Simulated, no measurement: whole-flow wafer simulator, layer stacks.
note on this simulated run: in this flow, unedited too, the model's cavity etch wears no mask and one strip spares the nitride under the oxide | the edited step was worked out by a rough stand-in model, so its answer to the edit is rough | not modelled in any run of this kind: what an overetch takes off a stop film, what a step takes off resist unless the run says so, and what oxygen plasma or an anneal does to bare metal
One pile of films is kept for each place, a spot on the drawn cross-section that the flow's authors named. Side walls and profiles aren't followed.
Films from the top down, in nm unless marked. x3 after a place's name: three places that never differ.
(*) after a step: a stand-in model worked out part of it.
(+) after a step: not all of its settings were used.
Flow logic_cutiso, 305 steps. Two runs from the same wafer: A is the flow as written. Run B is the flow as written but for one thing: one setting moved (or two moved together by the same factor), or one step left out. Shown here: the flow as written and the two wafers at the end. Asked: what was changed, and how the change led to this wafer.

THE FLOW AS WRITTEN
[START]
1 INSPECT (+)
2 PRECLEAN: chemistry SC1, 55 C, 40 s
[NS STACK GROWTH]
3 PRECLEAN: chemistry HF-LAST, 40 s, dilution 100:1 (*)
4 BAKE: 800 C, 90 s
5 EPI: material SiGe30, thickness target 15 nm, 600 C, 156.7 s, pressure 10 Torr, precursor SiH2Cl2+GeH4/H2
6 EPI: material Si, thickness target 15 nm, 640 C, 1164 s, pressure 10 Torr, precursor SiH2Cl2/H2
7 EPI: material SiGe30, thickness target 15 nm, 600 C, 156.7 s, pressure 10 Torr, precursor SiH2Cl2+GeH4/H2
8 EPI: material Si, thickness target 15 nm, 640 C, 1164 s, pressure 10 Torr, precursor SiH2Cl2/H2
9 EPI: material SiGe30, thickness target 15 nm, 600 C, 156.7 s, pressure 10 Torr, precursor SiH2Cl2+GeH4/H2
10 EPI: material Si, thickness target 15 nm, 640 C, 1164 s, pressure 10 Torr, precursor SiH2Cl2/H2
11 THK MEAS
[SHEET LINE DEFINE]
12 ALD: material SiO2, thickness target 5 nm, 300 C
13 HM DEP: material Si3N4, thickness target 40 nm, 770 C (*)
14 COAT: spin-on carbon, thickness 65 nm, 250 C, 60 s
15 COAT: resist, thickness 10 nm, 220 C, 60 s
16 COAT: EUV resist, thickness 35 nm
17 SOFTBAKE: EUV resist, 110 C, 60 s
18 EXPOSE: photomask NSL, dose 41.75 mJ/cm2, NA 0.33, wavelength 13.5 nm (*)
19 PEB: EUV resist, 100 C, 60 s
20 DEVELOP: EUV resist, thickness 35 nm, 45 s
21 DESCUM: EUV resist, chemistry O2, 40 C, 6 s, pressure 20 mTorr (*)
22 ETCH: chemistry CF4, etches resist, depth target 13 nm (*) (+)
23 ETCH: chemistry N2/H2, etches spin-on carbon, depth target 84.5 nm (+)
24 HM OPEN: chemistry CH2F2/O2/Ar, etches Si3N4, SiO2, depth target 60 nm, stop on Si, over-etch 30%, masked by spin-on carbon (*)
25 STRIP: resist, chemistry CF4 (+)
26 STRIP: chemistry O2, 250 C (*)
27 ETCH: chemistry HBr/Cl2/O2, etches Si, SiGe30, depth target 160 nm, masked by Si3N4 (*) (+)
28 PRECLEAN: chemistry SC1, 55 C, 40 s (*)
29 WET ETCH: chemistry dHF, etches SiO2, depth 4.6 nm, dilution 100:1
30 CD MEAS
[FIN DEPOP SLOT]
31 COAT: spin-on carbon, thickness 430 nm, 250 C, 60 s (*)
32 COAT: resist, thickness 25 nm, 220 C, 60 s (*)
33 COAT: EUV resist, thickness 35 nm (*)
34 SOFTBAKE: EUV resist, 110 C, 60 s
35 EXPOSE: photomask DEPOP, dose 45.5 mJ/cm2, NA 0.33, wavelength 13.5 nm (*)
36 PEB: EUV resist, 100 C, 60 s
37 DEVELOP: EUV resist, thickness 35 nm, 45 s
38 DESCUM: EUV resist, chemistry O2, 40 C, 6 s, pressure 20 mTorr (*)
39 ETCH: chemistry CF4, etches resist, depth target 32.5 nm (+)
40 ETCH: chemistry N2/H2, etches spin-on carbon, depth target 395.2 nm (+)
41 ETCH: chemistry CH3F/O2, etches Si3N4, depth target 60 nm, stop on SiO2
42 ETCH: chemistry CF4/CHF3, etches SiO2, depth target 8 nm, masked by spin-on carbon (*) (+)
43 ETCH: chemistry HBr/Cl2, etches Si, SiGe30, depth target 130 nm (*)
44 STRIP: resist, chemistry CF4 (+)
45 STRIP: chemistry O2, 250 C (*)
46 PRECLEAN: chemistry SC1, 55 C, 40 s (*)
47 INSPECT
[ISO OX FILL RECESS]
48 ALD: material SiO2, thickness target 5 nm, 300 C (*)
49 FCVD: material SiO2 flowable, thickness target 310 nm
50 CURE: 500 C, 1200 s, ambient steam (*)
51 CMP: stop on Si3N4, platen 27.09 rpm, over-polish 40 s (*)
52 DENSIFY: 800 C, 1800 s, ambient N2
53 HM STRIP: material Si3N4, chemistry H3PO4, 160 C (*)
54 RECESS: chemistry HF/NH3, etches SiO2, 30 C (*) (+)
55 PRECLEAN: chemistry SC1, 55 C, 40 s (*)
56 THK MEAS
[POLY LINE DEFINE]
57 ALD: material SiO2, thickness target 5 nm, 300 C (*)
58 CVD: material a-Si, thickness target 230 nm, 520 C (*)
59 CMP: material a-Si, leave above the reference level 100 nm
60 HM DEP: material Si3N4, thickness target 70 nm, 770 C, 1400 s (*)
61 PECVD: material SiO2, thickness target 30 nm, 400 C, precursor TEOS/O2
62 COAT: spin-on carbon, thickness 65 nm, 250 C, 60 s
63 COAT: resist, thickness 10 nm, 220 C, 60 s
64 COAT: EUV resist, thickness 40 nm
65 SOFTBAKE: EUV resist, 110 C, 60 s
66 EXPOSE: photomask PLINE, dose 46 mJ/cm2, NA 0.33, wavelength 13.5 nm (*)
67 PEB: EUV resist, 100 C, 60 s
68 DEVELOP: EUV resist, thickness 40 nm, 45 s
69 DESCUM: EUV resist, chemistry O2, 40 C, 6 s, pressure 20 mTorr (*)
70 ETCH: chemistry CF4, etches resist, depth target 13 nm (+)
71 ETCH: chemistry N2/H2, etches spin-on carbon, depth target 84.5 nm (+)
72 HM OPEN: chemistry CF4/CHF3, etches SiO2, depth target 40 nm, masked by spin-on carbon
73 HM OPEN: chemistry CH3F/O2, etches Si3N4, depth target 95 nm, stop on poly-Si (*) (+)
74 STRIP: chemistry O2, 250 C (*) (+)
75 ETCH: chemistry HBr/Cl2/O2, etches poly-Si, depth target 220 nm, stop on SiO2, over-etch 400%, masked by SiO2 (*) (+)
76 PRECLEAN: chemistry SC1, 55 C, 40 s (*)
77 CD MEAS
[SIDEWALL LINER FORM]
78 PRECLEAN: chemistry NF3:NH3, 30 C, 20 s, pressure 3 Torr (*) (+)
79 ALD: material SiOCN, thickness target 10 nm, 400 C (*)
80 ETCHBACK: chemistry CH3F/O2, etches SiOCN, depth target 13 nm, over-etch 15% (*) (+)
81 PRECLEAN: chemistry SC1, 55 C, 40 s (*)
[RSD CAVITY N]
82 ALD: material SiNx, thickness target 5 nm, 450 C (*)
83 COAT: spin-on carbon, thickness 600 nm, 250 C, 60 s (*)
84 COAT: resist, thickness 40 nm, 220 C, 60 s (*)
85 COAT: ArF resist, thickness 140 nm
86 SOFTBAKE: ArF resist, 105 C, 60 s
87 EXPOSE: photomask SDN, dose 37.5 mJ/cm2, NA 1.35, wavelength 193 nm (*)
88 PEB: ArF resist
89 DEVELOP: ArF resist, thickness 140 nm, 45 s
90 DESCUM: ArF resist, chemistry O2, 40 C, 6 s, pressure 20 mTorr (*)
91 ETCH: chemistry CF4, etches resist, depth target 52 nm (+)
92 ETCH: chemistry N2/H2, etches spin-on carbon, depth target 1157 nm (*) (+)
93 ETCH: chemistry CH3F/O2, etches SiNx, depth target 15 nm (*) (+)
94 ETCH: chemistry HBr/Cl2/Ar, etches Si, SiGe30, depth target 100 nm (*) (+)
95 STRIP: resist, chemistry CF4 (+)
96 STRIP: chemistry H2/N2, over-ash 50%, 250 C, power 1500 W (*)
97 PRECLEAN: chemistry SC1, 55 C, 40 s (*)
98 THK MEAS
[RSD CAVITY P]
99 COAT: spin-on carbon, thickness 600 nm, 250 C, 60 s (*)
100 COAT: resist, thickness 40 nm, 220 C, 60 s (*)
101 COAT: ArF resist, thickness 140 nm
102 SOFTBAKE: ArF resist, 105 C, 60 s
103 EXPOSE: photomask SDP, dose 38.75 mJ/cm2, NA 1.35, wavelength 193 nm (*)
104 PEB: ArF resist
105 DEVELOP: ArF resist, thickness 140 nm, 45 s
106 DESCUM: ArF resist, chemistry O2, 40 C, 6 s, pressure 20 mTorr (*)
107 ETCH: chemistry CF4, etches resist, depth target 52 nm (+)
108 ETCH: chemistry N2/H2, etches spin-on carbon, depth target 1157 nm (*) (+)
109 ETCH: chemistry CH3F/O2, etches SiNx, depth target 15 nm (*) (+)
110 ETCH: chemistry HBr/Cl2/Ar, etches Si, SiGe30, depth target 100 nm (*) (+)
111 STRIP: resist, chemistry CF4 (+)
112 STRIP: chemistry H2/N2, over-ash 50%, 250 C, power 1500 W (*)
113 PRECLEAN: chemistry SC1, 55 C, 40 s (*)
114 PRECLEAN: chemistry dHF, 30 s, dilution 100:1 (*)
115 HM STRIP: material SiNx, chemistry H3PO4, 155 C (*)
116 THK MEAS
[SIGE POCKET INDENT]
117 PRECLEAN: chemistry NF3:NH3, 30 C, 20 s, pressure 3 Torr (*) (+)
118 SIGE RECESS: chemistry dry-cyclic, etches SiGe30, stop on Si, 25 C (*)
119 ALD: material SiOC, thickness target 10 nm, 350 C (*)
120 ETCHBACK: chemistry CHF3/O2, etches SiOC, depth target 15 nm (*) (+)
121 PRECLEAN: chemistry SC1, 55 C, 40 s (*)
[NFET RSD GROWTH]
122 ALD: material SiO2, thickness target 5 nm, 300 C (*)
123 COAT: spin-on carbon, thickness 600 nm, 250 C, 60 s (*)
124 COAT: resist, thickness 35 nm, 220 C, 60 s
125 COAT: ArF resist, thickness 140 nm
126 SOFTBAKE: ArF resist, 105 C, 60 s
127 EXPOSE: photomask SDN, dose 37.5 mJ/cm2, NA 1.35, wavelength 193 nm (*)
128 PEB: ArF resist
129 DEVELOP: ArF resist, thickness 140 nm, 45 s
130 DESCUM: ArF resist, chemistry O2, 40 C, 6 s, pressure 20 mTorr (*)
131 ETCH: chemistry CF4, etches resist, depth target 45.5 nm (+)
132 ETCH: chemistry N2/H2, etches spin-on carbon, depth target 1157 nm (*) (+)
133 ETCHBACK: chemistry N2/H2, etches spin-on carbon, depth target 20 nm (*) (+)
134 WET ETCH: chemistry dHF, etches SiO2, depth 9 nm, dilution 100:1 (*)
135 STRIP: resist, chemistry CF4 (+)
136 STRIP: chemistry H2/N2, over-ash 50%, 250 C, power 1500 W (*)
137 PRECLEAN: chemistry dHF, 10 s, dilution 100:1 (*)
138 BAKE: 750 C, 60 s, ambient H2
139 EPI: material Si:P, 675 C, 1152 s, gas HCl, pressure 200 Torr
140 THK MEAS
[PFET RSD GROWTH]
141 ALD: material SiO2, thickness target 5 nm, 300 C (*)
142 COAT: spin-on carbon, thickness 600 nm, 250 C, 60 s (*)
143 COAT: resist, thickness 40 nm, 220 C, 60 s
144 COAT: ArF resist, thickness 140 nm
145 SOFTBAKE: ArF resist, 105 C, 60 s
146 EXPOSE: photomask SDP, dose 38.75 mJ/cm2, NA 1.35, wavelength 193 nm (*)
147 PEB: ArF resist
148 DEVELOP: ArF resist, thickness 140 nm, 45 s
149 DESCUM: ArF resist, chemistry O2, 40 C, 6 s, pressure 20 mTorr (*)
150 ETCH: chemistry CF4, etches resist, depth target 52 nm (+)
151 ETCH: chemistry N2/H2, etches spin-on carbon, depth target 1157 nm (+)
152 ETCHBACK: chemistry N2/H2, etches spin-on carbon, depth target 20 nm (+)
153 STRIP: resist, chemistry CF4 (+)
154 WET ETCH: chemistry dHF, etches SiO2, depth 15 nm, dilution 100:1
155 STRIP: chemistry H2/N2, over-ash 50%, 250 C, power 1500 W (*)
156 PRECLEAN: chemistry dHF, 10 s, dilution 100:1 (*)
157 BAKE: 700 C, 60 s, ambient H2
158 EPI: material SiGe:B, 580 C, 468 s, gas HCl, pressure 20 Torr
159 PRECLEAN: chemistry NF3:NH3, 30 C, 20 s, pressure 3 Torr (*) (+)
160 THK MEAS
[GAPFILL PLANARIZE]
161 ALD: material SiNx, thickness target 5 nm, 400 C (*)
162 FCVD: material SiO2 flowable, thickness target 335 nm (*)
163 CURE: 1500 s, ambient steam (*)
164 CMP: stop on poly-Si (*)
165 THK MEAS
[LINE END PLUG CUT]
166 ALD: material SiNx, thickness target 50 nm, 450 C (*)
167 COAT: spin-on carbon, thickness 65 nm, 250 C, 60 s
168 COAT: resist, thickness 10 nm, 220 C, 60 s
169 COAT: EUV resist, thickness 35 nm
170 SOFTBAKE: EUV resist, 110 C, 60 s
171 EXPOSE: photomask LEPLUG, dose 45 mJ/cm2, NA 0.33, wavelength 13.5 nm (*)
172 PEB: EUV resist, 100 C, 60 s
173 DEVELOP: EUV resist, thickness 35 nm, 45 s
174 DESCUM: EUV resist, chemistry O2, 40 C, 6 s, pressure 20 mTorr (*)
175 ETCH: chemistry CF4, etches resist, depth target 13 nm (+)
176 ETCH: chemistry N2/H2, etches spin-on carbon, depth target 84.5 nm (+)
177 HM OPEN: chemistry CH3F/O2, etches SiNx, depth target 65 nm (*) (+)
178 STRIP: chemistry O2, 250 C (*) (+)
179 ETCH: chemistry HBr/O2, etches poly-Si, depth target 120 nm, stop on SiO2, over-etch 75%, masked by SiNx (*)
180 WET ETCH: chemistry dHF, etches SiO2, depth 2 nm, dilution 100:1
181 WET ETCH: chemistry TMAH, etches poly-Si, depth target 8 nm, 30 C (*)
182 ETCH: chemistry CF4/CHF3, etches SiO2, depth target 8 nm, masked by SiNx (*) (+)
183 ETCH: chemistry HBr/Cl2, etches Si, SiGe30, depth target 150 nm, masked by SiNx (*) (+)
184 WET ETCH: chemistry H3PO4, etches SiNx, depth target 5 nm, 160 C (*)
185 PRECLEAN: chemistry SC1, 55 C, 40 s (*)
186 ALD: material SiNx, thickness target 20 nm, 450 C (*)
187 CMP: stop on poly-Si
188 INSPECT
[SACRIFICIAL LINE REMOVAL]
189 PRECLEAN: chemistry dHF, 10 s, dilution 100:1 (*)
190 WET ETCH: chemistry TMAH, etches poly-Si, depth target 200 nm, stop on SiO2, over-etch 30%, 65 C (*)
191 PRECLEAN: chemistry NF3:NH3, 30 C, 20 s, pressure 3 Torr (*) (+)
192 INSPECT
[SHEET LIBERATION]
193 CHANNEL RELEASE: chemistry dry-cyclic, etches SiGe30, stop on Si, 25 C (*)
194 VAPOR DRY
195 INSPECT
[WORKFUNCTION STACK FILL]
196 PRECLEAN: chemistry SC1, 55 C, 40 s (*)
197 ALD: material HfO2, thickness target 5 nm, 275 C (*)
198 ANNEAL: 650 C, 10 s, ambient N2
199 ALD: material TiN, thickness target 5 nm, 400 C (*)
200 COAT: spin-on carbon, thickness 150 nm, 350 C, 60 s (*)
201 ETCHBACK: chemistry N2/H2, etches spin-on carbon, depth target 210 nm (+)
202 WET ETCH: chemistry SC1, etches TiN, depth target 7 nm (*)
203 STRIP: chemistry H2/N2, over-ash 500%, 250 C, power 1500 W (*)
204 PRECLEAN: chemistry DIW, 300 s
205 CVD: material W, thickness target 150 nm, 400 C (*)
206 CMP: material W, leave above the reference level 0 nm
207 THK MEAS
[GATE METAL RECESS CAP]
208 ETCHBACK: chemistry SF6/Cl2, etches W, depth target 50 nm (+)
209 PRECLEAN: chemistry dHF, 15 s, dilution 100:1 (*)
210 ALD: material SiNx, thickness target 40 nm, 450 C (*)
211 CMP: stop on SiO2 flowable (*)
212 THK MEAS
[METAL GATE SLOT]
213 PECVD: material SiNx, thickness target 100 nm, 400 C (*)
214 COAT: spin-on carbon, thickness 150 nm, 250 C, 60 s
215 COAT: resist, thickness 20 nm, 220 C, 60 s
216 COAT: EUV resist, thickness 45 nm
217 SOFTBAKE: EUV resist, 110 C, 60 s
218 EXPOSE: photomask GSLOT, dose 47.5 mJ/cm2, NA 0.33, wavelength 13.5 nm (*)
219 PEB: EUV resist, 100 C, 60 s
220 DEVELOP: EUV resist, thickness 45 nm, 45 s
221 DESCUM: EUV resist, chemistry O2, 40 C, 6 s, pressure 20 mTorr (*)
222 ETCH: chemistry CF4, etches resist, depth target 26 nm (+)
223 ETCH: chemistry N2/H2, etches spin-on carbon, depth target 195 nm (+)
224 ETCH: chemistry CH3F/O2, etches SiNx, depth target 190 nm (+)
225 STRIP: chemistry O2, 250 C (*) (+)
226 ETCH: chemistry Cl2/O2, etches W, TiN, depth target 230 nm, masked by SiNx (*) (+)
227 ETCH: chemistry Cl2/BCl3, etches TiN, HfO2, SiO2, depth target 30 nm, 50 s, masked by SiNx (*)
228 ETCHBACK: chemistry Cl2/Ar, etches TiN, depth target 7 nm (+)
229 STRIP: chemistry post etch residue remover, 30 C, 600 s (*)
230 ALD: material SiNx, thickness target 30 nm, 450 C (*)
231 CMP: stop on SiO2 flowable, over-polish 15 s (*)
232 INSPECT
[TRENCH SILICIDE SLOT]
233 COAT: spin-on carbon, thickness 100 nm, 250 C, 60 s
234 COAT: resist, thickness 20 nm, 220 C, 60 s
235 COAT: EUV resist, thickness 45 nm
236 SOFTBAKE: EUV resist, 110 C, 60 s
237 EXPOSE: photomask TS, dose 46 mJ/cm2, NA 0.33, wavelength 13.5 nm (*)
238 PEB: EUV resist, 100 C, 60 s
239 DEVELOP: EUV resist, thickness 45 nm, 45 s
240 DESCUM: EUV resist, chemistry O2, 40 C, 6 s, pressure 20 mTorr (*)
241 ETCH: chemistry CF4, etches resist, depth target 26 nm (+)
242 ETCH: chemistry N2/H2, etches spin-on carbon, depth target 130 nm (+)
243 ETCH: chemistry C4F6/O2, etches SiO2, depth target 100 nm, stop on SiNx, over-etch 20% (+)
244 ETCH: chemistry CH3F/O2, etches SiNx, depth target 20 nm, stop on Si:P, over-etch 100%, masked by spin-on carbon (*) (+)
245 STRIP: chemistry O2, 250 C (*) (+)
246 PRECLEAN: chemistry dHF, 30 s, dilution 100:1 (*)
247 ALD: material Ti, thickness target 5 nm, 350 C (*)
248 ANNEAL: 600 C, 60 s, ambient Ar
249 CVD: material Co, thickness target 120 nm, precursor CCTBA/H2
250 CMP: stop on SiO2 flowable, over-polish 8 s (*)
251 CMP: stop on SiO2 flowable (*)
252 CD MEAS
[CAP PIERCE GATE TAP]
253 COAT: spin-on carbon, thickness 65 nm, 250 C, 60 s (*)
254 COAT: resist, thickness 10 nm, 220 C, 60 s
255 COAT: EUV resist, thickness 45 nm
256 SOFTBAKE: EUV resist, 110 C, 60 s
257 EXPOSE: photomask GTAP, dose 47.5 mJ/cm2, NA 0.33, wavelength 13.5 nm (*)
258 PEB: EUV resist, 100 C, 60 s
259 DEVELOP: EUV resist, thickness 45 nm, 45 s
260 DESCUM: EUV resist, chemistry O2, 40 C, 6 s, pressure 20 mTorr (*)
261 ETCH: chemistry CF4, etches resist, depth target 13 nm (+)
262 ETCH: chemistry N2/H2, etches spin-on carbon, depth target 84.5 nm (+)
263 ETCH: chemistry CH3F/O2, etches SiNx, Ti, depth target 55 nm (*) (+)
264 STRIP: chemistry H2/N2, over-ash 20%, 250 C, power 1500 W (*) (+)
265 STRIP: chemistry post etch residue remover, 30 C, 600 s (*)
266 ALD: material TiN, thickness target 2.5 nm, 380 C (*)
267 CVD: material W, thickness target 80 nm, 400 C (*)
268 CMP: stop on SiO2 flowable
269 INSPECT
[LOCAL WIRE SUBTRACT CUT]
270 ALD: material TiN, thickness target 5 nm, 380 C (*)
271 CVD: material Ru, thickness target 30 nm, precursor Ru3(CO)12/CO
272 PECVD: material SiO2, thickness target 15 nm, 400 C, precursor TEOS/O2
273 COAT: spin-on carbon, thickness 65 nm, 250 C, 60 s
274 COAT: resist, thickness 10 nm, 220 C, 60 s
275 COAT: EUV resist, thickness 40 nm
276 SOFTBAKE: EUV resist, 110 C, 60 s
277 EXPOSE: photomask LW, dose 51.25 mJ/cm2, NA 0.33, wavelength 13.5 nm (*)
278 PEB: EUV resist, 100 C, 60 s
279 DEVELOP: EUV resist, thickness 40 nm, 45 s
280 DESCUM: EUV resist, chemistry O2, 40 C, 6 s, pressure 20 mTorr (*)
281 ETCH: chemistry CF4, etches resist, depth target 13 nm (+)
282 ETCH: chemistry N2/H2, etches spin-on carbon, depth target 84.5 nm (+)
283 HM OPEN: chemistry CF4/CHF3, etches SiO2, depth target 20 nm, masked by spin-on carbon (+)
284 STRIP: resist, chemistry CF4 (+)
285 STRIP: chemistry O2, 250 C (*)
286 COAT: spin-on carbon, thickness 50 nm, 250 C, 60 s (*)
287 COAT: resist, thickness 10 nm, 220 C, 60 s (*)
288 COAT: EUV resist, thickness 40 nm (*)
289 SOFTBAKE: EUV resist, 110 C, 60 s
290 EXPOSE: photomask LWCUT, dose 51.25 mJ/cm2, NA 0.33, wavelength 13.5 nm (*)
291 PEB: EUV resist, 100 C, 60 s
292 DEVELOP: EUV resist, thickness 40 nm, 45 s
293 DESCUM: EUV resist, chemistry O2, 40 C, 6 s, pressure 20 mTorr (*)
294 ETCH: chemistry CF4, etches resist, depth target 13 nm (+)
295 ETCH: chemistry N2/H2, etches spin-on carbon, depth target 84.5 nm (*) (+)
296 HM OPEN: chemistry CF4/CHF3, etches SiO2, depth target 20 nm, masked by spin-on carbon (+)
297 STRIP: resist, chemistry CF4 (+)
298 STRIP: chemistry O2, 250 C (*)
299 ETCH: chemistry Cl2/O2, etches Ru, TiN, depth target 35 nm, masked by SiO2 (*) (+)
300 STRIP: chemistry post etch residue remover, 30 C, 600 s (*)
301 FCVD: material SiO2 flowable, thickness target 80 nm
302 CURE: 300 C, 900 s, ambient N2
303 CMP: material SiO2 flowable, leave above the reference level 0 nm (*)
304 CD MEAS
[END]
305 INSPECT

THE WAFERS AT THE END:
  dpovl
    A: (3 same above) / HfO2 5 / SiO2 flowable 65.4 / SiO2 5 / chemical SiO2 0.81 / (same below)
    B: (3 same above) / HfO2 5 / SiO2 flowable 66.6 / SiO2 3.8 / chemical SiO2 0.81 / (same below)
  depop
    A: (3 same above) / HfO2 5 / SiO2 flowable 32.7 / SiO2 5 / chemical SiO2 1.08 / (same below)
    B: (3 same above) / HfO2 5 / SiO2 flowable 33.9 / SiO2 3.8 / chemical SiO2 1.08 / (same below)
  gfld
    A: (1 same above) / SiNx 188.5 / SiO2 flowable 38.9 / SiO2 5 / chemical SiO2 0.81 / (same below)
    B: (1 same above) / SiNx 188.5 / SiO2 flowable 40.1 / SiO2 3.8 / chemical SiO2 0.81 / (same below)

The cause: step 48, ALD: thickness target 3.8 nm was run, where the flow has thickness target 5 nm.
It can be read off the wafer: dpovl has SiO2 3.8, and step 48 as written asks for 5 nm.

How the change led to this, step by step:
  48 ALD: material SiO2, thickness target 5 nm, 300 C (*)
      depop, dpovl, gfld and 19 more: A SiO2 +5 (new film) | B SiO2 +3.8 (new film)
  49 FCVD: material SiO2 flowable, thickness target 310 nm
      ns: A SiO2 flowable +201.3 (new film) | B SiO2 flowable +196.4 (new film)
  51 CMP: stop on Si3N4, platen 27.09 rpm, over-polish 40 s (*)
      lnrt, rsdn, tap: A SiO2 flowable -254.2 (all of it), SiO2 -5 (all of it), Si3N4 -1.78 | B SiO2 flowable -253.6 (all of it), SiO2 -3.8 (all of it), Si3N4 -1.78
      glp, lnrp: A SiO2 flowable -253.9 (all of it), SiO2 -5 (all of it), Si3N4 -1.78 | B SiO2 flowable -253.3 (all of it), SiO2 -3.8 (all of it), Si3N4 -1.78
      (and at 13 more places)
  197 ALD: material HfO2, thickness target 5 nm, 275 C (*)
      gxf: A HfO2 +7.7 (new film) | B HfO2 +5.06 (new film)
  199 ALD: material TiN, thickness target 5 nm, 400 C (*)
      gxf: A TiN +5 (new film) | B TiN +7.58 (new film)
